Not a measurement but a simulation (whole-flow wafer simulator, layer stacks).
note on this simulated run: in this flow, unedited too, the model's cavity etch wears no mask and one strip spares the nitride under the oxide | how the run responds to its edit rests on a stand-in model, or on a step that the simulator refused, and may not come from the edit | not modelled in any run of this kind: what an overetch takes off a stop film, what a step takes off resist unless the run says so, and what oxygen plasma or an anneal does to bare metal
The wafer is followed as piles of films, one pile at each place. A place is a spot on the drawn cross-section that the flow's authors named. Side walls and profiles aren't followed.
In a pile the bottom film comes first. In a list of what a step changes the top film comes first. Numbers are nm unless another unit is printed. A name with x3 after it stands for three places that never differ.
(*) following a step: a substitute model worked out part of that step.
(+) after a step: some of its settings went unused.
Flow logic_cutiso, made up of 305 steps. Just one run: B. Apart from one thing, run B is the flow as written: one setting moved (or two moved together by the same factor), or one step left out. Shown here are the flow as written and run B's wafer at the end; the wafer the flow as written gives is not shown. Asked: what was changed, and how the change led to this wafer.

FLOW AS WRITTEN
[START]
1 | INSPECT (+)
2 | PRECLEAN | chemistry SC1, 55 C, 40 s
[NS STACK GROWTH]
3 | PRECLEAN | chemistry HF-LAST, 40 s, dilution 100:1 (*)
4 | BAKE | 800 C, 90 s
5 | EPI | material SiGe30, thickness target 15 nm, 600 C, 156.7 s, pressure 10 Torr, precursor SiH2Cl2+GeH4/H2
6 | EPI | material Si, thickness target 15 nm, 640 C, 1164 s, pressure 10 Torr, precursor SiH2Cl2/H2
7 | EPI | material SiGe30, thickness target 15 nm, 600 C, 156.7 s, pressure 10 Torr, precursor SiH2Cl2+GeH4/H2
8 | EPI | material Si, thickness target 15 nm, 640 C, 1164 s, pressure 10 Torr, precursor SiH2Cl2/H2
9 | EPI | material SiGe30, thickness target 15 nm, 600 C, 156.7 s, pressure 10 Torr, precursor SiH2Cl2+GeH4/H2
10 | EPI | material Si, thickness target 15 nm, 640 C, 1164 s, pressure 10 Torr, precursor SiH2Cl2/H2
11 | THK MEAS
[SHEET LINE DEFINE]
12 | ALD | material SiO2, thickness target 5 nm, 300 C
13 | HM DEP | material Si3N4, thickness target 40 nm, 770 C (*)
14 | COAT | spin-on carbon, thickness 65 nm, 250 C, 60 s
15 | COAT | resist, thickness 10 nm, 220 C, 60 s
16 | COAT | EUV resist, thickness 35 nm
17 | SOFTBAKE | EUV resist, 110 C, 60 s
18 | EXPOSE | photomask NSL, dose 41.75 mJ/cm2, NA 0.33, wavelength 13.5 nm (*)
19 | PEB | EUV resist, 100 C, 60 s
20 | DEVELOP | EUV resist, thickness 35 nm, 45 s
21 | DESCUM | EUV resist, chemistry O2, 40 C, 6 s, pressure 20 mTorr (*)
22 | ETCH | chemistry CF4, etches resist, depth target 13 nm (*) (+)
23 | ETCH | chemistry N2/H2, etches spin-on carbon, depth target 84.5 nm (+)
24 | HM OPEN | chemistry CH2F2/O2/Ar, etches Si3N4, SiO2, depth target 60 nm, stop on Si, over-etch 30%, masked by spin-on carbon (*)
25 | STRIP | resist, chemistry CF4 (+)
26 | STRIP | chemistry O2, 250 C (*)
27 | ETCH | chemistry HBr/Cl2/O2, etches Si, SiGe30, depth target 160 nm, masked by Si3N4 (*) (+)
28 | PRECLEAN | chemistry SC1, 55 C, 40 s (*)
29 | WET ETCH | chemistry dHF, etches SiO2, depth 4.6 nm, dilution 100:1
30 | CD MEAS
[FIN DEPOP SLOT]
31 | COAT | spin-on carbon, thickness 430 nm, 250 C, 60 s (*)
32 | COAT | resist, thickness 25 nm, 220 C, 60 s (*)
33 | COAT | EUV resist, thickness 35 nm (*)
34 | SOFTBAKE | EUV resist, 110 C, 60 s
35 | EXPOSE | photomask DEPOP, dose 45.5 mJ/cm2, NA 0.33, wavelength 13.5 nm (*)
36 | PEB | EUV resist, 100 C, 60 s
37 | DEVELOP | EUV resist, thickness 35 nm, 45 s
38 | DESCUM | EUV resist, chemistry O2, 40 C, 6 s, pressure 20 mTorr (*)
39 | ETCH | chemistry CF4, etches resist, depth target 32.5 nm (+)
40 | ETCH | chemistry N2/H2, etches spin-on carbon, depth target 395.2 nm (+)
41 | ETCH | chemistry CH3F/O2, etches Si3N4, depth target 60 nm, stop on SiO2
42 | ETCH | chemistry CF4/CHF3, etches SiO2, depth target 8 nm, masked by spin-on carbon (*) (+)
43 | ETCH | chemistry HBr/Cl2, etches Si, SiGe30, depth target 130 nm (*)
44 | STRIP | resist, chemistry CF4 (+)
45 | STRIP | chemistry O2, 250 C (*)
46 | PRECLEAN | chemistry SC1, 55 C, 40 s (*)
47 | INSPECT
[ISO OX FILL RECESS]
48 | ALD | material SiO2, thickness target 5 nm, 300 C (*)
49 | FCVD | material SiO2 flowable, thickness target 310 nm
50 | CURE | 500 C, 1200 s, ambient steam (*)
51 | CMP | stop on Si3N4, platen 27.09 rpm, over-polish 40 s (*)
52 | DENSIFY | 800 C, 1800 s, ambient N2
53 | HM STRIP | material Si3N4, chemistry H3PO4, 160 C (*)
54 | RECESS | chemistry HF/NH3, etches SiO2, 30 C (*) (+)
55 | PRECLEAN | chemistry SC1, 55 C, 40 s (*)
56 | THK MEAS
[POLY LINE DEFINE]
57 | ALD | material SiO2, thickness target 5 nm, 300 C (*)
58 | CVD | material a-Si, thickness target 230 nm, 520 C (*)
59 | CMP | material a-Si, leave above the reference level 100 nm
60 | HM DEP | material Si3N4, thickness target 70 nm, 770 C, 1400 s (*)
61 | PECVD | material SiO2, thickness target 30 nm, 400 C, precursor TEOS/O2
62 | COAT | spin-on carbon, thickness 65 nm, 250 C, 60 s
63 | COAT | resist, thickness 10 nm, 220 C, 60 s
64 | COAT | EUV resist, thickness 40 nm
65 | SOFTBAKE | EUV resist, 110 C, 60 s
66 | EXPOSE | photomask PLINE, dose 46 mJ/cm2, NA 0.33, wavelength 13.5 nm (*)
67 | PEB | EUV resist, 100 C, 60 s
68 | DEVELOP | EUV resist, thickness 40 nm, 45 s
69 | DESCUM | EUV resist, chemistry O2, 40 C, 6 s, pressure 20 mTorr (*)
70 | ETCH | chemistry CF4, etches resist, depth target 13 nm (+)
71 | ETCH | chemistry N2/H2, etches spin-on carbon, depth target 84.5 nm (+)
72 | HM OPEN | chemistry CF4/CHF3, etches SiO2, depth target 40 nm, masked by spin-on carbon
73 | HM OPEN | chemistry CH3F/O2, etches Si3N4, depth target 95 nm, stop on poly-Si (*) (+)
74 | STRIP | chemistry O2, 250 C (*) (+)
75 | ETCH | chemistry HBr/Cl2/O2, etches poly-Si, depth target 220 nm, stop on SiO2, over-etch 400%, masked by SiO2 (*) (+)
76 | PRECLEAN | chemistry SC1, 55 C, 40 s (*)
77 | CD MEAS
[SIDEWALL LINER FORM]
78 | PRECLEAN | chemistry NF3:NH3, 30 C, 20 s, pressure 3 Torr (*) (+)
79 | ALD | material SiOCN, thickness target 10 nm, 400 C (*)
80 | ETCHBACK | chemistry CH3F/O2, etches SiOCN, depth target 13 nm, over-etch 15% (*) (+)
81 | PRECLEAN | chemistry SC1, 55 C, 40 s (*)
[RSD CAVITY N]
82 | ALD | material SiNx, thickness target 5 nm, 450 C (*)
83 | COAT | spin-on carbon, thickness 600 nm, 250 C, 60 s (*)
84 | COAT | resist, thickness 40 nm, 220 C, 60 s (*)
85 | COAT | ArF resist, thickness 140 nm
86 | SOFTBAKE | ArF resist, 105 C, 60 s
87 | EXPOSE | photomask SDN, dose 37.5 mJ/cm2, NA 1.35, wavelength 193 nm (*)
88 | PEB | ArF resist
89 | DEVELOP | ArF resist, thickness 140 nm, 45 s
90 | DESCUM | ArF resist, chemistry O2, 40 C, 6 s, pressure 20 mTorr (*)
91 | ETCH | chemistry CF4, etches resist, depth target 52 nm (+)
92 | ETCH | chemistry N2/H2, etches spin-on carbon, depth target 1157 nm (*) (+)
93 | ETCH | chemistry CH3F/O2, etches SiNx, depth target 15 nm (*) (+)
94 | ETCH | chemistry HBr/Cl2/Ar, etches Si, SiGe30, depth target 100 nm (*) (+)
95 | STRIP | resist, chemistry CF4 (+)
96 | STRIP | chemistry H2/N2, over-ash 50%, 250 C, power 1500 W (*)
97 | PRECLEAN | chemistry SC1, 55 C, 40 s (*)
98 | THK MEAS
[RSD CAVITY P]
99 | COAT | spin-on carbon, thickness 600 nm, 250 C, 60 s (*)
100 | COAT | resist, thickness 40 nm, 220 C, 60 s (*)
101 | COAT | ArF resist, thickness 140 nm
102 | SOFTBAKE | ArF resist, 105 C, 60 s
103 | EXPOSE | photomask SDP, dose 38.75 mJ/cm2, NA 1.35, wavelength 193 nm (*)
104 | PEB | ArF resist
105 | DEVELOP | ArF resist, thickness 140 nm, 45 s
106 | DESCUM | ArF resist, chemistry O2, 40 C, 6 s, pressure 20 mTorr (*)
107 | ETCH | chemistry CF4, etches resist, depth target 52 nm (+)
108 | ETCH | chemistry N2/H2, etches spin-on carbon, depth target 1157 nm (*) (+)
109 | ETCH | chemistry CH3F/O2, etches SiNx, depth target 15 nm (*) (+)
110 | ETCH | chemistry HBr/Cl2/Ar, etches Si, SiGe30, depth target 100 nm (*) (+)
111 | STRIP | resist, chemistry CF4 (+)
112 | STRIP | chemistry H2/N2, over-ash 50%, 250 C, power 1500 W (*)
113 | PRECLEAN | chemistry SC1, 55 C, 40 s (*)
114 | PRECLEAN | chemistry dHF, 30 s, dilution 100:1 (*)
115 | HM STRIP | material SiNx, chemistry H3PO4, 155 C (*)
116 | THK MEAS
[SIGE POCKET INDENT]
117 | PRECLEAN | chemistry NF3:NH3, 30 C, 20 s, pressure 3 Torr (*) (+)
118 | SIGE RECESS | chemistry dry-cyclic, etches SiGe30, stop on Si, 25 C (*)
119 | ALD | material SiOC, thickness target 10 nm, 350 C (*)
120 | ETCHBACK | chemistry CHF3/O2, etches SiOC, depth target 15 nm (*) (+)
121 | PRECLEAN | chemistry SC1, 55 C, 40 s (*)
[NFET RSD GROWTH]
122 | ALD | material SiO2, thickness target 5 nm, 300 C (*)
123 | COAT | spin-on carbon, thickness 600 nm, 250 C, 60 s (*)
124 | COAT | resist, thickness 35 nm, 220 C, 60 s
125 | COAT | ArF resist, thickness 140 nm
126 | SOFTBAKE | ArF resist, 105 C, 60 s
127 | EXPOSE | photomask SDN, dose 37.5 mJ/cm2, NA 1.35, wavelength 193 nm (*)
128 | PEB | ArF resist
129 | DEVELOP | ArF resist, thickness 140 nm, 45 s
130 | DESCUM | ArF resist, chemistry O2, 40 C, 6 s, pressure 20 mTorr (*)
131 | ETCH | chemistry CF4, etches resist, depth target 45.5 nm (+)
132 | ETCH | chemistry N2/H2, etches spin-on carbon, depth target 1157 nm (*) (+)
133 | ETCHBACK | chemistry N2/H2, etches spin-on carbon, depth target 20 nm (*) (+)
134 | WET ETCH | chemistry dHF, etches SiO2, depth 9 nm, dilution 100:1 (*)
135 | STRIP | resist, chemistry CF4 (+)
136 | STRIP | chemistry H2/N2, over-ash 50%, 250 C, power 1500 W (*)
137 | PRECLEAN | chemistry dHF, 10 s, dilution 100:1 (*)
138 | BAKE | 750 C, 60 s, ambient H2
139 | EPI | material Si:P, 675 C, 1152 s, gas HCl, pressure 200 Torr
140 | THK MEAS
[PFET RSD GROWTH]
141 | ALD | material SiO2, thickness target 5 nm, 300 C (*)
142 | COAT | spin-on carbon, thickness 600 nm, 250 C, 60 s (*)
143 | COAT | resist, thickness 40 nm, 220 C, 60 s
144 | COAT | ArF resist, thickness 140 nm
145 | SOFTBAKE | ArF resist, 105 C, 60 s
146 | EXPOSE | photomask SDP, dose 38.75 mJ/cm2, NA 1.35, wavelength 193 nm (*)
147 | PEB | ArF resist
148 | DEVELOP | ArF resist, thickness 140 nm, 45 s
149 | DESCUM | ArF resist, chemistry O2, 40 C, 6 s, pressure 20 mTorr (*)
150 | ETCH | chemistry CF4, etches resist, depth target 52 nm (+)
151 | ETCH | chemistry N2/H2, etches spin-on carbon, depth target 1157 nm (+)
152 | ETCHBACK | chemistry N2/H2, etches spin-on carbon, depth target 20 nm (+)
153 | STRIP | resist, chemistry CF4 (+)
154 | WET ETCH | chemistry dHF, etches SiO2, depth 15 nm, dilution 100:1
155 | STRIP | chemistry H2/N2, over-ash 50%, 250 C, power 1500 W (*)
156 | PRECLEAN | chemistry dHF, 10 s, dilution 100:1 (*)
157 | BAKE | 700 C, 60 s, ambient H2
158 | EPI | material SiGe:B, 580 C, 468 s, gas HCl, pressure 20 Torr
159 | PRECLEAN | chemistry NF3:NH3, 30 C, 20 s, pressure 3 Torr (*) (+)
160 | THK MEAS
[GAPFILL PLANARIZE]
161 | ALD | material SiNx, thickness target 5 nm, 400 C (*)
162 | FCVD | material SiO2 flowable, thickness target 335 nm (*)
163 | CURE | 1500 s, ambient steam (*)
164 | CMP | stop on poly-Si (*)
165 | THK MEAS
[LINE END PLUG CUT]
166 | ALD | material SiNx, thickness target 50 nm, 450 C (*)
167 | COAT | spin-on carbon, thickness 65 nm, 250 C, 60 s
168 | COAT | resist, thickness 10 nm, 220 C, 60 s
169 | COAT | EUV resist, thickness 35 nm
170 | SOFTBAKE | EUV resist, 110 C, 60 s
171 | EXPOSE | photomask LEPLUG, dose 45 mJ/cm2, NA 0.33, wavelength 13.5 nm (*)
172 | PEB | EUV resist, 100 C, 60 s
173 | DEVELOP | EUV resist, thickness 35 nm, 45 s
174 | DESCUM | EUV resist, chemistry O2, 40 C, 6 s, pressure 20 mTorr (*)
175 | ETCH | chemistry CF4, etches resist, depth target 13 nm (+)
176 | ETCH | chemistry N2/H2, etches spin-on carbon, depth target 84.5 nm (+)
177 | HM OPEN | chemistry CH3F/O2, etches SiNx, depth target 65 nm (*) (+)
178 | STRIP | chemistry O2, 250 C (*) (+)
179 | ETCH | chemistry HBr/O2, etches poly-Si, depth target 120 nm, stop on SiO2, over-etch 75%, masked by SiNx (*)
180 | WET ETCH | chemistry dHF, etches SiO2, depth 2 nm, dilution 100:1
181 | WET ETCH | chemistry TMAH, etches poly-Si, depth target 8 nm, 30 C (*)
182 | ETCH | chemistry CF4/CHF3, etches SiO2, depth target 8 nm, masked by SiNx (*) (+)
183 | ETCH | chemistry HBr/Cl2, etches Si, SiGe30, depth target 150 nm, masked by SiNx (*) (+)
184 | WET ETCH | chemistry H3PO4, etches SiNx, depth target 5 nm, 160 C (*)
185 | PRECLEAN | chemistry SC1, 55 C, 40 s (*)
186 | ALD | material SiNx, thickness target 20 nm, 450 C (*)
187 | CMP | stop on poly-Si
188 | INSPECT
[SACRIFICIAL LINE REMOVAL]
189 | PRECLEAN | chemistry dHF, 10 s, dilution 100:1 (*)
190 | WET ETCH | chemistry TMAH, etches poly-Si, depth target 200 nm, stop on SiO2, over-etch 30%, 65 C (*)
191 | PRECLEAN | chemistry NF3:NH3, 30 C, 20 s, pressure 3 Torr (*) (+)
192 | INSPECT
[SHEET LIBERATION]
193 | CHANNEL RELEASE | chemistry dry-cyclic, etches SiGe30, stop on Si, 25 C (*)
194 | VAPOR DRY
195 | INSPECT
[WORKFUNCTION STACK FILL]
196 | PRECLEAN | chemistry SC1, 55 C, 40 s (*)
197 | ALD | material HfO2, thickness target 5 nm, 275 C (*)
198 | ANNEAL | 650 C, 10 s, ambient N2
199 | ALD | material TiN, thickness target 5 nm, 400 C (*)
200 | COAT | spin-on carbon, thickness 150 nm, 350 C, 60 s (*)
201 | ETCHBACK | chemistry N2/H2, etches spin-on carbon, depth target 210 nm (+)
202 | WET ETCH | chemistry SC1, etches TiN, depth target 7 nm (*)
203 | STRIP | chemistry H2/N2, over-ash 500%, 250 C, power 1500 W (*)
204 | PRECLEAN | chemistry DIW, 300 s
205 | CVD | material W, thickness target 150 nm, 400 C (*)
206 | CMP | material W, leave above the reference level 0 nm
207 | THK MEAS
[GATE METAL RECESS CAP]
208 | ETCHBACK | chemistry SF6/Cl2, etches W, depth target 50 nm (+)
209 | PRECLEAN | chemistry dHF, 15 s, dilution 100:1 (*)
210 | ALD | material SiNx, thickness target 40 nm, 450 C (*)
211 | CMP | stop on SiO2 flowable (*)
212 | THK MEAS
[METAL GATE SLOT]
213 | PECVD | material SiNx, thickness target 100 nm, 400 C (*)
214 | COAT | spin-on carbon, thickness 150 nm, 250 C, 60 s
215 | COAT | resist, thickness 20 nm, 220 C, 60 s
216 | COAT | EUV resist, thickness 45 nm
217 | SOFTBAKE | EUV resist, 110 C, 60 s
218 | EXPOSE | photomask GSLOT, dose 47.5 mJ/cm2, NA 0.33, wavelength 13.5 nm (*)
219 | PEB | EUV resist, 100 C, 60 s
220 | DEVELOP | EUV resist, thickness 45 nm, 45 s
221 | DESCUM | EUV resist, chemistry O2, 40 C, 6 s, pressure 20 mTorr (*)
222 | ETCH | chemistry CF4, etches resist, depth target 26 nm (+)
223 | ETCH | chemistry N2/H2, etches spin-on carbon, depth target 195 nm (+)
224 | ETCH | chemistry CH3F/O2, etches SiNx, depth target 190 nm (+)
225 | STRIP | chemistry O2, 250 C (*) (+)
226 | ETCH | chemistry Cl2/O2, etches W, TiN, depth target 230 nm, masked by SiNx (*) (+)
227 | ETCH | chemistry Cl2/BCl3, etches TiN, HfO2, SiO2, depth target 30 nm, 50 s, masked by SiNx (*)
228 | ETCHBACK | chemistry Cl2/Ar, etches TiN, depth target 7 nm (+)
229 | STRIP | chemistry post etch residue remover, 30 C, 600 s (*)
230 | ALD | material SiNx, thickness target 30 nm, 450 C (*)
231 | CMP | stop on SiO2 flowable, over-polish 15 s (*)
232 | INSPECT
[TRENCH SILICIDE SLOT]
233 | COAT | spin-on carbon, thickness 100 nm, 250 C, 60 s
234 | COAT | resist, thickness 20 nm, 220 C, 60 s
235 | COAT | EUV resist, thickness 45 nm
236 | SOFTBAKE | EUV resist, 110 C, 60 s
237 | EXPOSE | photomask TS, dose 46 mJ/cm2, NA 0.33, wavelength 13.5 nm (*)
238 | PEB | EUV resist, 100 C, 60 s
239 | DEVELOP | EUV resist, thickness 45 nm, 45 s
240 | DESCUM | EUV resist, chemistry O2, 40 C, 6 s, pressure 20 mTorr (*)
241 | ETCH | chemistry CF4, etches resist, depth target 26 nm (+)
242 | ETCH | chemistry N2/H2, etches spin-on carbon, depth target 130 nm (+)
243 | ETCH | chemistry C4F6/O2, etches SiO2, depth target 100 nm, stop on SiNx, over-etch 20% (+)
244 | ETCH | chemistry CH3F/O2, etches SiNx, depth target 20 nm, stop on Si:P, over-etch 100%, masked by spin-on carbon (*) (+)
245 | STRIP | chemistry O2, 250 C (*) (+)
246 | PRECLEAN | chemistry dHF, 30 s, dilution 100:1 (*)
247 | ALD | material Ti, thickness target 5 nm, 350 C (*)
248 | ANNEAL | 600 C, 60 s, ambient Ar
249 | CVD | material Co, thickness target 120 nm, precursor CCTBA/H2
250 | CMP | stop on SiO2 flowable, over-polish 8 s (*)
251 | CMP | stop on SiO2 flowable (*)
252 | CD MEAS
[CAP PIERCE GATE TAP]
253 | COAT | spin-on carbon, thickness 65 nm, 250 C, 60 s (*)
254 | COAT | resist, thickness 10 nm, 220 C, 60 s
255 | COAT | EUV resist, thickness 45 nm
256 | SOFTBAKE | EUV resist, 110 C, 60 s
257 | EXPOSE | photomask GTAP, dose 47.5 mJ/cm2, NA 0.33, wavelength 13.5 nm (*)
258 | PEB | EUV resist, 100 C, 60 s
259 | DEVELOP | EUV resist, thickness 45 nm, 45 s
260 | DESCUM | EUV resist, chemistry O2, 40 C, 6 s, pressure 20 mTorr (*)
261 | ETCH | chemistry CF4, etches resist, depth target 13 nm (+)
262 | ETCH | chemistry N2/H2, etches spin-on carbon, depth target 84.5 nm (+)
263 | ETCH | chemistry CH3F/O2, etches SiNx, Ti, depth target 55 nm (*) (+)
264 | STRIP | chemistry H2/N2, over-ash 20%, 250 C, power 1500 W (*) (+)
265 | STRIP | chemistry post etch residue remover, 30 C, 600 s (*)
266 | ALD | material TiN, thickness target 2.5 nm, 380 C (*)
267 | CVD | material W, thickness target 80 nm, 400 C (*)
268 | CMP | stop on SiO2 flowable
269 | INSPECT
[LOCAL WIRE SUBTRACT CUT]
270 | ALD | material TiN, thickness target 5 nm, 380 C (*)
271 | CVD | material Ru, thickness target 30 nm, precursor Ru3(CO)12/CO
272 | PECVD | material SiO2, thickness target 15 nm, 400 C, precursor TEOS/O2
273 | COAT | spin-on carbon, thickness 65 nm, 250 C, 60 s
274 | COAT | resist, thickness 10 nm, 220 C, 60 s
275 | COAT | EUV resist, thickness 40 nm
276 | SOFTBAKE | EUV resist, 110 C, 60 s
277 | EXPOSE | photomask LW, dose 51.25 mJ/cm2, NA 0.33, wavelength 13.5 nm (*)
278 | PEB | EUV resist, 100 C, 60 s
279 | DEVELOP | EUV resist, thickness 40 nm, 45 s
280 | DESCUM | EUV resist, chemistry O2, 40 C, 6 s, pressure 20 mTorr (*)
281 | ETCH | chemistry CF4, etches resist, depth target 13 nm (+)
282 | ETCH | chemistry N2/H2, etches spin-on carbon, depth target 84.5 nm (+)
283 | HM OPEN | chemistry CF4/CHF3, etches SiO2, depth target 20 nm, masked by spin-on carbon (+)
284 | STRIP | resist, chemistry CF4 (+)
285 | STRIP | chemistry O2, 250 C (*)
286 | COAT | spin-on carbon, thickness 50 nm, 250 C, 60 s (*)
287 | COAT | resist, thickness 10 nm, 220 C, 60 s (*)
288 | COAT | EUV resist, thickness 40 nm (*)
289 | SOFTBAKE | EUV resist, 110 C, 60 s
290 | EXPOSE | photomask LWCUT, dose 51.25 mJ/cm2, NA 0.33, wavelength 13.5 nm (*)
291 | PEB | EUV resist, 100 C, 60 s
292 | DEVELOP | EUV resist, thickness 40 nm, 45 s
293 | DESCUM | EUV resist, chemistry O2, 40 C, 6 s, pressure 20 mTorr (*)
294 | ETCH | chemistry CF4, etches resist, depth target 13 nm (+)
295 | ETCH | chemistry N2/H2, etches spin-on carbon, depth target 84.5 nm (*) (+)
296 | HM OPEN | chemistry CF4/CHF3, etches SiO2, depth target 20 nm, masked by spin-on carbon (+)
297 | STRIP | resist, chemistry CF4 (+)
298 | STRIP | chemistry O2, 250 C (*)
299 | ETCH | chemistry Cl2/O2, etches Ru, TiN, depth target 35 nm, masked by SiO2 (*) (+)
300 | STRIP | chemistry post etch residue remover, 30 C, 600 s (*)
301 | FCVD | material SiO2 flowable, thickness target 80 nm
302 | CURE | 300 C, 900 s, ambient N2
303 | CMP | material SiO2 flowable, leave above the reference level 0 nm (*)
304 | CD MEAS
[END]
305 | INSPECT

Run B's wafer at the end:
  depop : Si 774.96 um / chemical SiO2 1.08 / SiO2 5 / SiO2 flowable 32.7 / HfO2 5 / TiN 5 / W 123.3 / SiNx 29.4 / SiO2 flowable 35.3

Cause: step 201, ETCHBACK: depth target 147 nm was run, whereas the flow has depth target 210 nm.

The path from the change to this, step by step:
  201 | ETCHBACK | chemistry N2/H2, etches spin-on carbon, depth target 210 nm (+)
      depop: -147 spin-on carbon (as written it would have been: -194.7 spin-on carbon (all of it))
      dpovl: -147 spin-on carbon (as written it would have been: -194.8 spin-on carbon (all of it))
      (also at 9 further places)
  202 | WET ETCH | chemistry SC1, etches TiN, depth target 7 nm (*)
      depop, dpovl, isow, nsgap: -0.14 spin-on carbon (as written it would have been: -5 TiN (all of it))
  203 | STRIP | chemistry H2/N2, over-ash 500%, 250 C, power 1500 W (*)
      depop, dpovl: -47.6 spin-on carbon (all of it) (as written it would have been: nothing)
      isow: -48.3 spin-on carbon (all of it) (as written it would have been: nothing)
      (also at 8 further places)
